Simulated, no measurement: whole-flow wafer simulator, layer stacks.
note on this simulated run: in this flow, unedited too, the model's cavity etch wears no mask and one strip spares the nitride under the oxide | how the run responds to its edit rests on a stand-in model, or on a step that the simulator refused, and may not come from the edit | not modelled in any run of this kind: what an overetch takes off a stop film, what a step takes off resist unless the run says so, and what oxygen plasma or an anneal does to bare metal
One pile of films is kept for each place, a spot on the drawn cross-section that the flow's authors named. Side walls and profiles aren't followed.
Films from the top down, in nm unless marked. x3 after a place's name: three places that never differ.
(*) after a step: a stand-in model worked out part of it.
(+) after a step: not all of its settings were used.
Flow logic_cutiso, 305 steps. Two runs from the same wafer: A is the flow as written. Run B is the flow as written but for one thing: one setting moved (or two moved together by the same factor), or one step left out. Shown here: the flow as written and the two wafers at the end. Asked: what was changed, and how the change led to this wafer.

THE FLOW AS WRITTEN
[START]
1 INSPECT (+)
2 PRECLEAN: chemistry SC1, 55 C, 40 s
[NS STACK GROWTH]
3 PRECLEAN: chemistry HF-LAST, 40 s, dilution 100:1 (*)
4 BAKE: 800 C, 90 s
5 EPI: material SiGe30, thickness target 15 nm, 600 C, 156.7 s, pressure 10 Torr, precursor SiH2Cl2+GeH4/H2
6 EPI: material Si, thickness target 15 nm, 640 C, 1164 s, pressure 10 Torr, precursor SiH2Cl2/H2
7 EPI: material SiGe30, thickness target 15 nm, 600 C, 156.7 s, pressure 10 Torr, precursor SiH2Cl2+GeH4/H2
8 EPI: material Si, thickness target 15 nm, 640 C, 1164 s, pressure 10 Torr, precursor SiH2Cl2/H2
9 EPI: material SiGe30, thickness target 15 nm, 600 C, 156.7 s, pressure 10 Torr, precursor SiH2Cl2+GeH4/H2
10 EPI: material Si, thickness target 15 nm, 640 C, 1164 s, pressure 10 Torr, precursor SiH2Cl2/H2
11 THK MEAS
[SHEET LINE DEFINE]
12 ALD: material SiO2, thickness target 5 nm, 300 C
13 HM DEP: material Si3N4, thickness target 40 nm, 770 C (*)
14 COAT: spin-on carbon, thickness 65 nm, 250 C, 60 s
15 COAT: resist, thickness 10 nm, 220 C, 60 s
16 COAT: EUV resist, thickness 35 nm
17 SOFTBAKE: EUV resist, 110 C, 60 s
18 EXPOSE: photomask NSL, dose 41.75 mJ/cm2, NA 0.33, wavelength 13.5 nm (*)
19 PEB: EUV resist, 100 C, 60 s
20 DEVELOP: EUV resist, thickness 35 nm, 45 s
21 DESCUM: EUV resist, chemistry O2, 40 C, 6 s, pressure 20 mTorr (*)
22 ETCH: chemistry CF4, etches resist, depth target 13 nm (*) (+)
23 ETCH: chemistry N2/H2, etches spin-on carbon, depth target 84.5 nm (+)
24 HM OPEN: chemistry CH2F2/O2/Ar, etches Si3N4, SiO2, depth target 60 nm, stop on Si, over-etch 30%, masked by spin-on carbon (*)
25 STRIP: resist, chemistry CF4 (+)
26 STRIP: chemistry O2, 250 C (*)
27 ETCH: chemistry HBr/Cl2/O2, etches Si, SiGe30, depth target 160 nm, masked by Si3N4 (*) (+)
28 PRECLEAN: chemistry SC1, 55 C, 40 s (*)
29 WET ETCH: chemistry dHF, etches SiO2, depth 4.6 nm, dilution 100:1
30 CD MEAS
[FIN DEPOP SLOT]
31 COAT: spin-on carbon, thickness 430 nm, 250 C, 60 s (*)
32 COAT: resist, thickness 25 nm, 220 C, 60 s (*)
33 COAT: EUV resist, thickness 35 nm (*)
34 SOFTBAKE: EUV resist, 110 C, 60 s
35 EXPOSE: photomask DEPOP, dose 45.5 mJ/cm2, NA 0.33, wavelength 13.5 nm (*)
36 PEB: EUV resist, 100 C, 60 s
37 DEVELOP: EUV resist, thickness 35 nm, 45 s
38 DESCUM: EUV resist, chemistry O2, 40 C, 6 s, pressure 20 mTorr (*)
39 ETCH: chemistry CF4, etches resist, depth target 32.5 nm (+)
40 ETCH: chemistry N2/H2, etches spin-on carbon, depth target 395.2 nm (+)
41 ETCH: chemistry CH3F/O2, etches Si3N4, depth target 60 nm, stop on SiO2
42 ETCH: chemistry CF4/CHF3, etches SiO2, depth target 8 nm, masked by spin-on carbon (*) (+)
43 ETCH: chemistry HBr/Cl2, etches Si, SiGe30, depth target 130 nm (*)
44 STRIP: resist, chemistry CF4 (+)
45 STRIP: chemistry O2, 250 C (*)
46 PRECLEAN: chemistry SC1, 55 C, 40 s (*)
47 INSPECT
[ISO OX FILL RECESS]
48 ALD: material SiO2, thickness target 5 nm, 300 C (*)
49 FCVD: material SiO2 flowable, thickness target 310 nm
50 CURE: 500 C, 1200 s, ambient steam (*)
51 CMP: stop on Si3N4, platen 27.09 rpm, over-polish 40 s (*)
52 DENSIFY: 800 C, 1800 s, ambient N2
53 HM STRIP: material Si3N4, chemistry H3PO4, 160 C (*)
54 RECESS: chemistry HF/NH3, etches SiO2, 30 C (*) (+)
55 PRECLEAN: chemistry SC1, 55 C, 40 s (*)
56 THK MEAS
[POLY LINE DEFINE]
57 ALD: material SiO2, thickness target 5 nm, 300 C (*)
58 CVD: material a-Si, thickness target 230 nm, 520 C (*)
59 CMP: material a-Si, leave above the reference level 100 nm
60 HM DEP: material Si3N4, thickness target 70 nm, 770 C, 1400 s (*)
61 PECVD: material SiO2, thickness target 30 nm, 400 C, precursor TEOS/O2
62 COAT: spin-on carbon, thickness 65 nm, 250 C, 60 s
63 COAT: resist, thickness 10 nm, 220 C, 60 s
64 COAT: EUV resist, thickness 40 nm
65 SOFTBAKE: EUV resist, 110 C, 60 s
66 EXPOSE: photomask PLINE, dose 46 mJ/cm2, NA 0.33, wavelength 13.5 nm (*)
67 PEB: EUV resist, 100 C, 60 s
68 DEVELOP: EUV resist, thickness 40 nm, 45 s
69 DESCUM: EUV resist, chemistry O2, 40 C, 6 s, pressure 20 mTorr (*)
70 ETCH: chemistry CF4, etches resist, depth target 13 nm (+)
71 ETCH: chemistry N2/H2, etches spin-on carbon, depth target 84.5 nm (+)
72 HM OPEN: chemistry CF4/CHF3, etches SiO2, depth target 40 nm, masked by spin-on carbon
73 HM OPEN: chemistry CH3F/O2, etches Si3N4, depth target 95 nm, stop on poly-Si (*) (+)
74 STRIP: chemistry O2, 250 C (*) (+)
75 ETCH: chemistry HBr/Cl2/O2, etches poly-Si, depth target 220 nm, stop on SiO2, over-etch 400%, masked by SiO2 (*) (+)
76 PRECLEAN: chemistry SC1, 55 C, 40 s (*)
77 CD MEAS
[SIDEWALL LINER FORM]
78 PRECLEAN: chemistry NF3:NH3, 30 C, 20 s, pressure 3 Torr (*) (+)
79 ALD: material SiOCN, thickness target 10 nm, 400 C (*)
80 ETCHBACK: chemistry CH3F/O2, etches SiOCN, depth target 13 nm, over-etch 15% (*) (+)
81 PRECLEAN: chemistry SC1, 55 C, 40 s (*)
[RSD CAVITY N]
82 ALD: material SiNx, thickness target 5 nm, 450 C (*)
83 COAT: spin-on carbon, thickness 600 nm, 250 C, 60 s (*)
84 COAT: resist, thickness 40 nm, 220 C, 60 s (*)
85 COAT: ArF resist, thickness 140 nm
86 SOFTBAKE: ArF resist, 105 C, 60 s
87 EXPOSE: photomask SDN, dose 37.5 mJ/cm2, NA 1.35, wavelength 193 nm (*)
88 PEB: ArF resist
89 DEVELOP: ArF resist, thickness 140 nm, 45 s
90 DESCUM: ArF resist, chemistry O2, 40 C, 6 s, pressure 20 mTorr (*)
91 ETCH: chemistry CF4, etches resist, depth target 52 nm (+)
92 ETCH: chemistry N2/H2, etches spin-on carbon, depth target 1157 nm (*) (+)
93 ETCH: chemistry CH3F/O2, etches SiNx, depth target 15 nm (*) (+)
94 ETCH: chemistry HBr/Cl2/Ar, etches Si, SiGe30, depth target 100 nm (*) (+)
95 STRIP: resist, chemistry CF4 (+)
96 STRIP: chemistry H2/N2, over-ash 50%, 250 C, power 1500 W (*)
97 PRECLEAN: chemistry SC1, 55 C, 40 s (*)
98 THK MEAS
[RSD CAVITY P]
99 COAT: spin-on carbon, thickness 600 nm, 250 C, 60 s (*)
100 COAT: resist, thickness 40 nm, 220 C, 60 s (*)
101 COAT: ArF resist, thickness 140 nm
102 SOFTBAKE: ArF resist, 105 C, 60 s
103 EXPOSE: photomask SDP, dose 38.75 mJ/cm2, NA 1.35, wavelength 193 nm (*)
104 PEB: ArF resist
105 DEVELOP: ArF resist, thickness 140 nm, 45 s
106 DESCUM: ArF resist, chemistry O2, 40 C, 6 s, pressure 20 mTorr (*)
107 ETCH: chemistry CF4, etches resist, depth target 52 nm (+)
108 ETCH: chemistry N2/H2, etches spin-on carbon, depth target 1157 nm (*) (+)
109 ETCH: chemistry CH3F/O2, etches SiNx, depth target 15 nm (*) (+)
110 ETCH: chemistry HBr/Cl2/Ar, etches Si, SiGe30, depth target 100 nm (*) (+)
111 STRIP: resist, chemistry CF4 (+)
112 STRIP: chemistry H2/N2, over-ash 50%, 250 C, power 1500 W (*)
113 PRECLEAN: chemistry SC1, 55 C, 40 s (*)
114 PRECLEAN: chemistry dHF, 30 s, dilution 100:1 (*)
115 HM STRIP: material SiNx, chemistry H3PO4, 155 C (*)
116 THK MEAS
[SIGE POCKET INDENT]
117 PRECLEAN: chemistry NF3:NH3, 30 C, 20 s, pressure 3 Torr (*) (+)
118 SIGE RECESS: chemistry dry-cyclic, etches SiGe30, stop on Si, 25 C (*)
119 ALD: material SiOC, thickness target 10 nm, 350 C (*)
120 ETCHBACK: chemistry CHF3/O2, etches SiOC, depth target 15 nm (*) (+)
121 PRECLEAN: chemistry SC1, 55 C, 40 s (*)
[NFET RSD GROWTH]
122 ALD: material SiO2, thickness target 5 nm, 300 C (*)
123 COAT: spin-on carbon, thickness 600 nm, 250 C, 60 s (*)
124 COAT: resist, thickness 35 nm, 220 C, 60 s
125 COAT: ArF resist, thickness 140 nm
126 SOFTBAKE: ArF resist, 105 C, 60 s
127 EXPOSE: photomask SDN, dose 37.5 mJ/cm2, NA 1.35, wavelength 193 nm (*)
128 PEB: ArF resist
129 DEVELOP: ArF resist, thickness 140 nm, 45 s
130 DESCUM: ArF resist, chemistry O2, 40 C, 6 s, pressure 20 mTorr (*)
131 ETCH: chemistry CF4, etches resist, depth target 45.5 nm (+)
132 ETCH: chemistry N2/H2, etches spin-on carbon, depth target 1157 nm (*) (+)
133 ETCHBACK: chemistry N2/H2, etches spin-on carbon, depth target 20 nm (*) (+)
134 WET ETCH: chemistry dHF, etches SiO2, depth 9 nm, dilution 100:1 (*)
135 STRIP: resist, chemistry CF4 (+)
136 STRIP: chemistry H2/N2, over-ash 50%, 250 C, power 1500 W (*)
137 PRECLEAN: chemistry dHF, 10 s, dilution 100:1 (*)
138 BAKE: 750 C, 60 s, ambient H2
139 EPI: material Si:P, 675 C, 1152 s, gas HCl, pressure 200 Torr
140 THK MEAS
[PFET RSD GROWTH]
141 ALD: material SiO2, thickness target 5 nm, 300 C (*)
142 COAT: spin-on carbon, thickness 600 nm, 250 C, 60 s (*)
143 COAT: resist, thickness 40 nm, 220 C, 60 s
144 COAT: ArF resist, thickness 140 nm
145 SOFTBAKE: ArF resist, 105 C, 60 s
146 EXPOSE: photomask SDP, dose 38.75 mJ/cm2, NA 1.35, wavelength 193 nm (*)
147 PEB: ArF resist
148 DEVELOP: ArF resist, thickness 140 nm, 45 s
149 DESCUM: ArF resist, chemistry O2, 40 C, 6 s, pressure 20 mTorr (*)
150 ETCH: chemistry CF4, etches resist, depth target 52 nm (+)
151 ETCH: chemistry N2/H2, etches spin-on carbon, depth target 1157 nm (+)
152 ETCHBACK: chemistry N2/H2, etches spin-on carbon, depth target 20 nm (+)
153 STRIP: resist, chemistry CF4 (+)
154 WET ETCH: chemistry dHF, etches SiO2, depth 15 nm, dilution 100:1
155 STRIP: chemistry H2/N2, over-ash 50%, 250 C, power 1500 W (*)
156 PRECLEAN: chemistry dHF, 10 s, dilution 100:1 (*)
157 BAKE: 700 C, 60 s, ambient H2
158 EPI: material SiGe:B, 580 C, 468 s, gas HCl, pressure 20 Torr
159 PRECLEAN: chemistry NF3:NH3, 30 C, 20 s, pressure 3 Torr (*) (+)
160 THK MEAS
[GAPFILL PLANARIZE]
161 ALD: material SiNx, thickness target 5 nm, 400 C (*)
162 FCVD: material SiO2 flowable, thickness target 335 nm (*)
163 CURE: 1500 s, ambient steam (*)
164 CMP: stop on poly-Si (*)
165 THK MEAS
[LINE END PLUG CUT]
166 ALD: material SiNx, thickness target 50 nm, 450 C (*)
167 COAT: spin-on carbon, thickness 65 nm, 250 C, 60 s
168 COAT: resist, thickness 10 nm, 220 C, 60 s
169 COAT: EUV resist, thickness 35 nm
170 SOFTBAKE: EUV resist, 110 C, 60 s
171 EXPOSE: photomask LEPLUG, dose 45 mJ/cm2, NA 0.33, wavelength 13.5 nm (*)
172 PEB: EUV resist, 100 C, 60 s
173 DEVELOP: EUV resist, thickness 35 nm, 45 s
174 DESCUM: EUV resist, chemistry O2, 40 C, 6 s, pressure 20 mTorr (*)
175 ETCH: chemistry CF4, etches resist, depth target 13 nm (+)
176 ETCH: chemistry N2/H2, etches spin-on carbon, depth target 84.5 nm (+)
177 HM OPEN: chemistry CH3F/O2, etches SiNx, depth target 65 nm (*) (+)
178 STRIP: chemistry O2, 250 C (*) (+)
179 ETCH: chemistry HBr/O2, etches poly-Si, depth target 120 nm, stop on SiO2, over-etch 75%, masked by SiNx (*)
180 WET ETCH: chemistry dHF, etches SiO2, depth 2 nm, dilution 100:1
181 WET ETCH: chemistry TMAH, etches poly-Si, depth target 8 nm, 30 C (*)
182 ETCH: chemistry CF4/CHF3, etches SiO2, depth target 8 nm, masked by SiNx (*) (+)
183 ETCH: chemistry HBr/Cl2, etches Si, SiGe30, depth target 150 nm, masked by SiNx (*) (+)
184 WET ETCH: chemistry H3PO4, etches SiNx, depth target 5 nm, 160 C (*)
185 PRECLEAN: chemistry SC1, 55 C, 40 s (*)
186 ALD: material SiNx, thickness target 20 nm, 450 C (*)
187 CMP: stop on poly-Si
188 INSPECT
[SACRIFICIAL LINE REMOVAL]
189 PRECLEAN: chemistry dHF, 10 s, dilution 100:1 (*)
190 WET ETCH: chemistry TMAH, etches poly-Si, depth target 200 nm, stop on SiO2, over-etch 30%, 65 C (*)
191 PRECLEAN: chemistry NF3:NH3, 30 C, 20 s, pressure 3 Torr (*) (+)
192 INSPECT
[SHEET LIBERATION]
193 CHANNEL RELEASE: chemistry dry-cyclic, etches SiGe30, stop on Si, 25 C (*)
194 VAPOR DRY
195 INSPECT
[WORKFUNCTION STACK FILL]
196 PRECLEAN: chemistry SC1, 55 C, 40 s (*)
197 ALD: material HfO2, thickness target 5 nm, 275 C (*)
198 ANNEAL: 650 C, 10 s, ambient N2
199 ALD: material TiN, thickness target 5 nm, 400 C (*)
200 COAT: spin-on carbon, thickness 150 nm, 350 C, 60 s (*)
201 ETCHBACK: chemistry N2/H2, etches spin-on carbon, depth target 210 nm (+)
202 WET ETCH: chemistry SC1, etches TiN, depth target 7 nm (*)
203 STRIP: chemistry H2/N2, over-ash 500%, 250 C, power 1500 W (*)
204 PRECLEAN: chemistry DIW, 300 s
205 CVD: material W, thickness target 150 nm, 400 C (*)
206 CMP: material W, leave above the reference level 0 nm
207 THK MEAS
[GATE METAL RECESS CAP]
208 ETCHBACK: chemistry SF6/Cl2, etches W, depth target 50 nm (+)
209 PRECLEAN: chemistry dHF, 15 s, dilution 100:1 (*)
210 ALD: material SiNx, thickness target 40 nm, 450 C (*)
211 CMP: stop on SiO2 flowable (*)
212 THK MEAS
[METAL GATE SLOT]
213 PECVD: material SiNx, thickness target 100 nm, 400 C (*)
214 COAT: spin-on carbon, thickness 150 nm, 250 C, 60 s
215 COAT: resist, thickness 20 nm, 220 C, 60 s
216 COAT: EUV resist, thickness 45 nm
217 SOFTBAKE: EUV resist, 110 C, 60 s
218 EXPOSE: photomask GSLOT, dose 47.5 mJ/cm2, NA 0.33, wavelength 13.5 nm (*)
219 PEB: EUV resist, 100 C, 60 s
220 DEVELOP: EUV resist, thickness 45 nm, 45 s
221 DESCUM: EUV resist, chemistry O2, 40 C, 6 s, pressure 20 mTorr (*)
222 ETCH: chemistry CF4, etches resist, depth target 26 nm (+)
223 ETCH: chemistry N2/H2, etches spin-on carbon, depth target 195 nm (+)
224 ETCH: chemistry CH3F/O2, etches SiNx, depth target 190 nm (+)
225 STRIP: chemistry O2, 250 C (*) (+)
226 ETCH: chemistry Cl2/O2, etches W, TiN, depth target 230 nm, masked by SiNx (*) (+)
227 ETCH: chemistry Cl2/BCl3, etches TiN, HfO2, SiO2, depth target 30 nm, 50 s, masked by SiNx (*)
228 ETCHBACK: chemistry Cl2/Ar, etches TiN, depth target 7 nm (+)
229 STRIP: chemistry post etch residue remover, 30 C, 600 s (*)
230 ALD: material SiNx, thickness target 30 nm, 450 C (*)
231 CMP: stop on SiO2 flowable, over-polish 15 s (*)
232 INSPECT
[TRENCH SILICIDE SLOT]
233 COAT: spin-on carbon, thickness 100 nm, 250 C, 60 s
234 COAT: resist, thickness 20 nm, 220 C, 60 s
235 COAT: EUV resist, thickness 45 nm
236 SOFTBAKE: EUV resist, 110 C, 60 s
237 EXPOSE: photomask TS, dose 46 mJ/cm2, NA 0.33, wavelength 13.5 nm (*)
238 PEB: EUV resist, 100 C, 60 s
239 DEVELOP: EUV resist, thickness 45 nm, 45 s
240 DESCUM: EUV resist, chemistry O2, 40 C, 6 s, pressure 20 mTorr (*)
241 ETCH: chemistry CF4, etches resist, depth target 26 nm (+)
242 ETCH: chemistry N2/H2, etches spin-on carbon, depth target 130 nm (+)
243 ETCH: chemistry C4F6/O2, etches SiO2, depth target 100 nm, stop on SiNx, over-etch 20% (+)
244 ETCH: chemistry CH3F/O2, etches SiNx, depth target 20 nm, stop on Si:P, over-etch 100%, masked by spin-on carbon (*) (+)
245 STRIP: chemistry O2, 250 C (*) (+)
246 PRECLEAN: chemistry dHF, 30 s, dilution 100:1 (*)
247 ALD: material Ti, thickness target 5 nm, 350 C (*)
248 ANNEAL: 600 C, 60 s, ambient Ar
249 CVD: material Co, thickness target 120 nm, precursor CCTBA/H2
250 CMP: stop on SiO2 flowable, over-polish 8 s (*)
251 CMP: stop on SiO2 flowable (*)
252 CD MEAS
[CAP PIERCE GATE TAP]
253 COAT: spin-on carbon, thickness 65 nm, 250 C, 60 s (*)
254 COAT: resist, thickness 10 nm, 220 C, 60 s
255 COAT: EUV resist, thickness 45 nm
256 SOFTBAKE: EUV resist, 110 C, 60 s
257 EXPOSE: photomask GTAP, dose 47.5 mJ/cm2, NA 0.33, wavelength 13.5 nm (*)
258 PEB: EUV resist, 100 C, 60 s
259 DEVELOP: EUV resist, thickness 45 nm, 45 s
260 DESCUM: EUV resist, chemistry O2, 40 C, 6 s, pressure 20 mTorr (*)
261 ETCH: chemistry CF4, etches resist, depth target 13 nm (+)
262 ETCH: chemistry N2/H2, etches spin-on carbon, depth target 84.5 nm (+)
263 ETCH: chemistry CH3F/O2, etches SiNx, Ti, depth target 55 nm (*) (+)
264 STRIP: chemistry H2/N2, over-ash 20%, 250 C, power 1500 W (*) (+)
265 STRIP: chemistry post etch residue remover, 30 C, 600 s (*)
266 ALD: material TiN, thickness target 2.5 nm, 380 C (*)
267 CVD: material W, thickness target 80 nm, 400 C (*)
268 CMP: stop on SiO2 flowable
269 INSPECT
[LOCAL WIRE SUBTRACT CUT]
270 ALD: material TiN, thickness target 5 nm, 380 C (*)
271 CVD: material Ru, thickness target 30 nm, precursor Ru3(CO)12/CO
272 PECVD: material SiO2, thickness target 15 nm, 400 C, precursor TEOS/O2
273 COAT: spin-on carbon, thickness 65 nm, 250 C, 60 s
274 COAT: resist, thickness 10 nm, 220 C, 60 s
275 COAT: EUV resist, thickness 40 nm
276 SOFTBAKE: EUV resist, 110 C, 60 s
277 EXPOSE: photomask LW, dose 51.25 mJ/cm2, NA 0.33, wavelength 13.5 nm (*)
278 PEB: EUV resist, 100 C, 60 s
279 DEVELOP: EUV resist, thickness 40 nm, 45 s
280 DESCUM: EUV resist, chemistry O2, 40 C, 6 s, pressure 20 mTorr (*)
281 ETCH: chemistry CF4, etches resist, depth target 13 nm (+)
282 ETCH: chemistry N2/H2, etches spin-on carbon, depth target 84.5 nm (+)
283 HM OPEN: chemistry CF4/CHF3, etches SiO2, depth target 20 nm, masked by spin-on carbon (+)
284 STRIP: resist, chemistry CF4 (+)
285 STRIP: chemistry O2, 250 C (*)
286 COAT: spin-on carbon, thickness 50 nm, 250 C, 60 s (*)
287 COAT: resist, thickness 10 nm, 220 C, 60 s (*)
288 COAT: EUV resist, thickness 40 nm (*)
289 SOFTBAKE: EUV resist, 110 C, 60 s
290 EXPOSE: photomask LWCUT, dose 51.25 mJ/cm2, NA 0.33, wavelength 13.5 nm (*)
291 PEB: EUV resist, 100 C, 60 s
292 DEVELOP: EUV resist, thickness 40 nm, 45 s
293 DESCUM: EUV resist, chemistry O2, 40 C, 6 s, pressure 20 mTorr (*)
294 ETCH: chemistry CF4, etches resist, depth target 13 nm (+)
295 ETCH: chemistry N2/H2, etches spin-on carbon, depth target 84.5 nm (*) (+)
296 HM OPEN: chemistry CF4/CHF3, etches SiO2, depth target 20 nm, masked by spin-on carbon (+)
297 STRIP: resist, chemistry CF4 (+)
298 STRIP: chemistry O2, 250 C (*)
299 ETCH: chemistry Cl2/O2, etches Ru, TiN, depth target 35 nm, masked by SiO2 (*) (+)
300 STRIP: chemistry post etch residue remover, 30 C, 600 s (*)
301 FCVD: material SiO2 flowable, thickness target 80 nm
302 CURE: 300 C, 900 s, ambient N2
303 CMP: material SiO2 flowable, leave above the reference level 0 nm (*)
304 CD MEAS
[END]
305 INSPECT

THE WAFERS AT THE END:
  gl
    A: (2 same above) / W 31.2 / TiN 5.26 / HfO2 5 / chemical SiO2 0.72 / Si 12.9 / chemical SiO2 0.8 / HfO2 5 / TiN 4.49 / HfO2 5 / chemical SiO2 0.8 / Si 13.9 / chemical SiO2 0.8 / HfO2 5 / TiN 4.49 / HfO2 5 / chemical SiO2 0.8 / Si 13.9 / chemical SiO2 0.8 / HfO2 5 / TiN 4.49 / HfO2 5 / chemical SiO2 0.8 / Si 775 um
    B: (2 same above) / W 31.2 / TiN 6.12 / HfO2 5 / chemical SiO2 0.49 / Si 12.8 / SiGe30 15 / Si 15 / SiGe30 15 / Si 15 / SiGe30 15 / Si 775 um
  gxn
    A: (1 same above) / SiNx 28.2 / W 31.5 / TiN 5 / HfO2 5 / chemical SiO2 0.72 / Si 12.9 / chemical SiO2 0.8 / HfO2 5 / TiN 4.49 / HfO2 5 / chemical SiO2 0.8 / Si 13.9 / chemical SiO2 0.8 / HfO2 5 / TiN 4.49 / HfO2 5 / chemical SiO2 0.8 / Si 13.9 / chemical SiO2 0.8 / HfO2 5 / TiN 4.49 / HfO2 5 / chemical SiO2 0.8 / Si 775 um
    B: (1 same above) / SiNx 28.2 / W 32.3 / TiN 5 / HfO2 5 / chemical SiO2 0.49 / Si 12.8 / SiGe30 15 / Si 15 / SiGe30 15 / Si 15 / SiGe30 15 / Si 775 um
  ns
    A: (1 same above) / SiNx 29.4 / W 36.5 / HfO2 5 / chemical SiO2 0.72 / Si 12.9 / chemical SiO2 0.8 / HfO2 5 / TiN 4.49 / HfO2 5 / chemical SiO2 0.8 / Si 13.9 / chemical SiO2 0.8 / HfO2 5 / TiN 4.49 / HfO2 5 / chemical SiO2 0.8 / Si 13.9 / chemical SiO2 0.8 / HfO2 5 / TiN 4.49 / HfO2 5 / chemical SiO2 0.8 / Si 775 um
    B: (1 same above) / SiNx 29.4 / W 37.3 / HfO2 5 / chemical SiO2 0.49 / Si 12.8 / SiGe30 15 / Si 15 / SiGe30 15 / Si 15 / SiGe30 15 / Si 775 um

The cause: step 193, CHANNEL RELEASE: chemistry dry-cyclic, etches SiGe30, stop on Si, 25 C (*), was left out.

How the change led to this, step by step:
  196 PRECLEAN: chemistry SC1, 55 C, 40 s (*)
      gl, glp, gxn, gxp, ns, tap: A chemical SiO2 -0.08 | B chemical SiO2 +0.49 (new film), Si -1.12
  197 ALD: material HfO2, thickness target 5 nm, 275 C (*)
      gl, glp, gxn, gxp, ns, tap: A HfO2 +5 (new film), HfO2 +5 (new film), cavity -10, HfO2 +5 (new film), HfO2 +5 (new film), cavity -10, HfO2 +5 (new film), HfO2 +5 (new film), cavity -10, HfO2 +5 (new film) | B HfO2 +5 (new film)
  199 ALD: material TiN, thickness target 5 nm, 400 C (*)
      gl, glp, tap: A TiN +5.26 (new film), TiN +4.49 (new film), cavity -4.49 (all of it), TiN +4.49 (new film), cavity -4.49 (all of it), TiN +4.49 (new film), cavity -4.49 (all of it) | B TiN +6.12 (new film)
      gxn, gxp, ns: A TiN +5 (new film), TiN +4.49 (new film), cavity -4.49 (all of it), TiN +4.49 (new film), cavity -4.49 (all of it), TiN +4.49 (new film), cavity -4.49 (all of it) | B TiN +5 (new film)
      (and at 1 more place)
  200 COAT: spin-on carbon, thickness 150 nm, 350 C, 60 s (*)
      gxf: A spin-on carbon +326 (new film) | B spin-on carbon +240.2 (new film)
      ns: A spin-on carbon +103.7 (new film) | B spin-on carbon +100.9 (new film)
  201 ETCHBACK: chemistry N2/H2, etches spin-on carbon, depth target 210 nm (+)
      ns: A spin-on carbon -103.7 (all of it) | B spin-on carbon -100.9 (all of it)
  203 STRIP: chemistry H2/N2, over-ash 500%, 250 C, power 1500 W (*)
      gl, glp: A spin-on carbon -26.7 (all of it) | B spin-on carbon -29.1 (all of it)
      gxn, gxp: A spin-on carbon -26.8 (all of it) | B spin-on carbon -30.1 (all of it)
      (and at 3 more places)
  205 CVD: material W, thickness target 150 nm, 400 C (*)
      gxf: A W +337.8 (new film) | B W +250.2 (new film)
  206 CMP: material W, leave above the reference level 0 nm
      lnr, lnri, lnrp, lnrt: A W -150 (all of it), HfO2 -5 (all of it), SiOCN -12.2 | B W -150 (all of it), HfO2 -5 (all of it), SiOCN -12.8
Counting metal films that touch as one body, gl has 1 body; the flow as written gives 4 bodies (between them, from the top down: HfO2 5 / chemical SiO2 0.72 / Si 12.9 / chemical SiO2 0.8 / HfO2 5; HfO2 5 / chemical SiO2 0.8 / Si 13.9 / chemical SiO2 0.8 / HfO2 5; HfO2 5 / chemical SiO2 0.8 / Si 13.9 / chemical SiO2 0.8 / HfO2 5).
Counting metal films that touch as one body, gxn has 1 body; the flow as written gives 4 bodies (between them, from the top down: HfO2 5 / chemical SiO2 0.72 / Si 12.9 / chemical SiO2 0.8 / HfO2 5; HfO2 5 / chemical SiO2 0.8 / Si 13.9 / chemical SiO2 0.8 / HfO2 5; HfO2 5 / chemical SiO2 0.8 / Si 13.9 / chemical SiO2 0.8 / HfO2 5).
Counting metal films that touch as one body, ns has 1 body; the flow as written gives 4 bodies (between them, from the top down: HfO2 5 / chemical SiO2 0.72 / Si 12.9 / chemical SiO2 0.8 / HfO2 5; HfO2 5 / chemical SiO2 0.8 / Si 13.9 / chemical SiO2 0.8 / HfO2 5; HfO2 5 / chemical SiO2 0.8 / Si 13.9 / chemical SiO2 0.8 / HfO2 5).
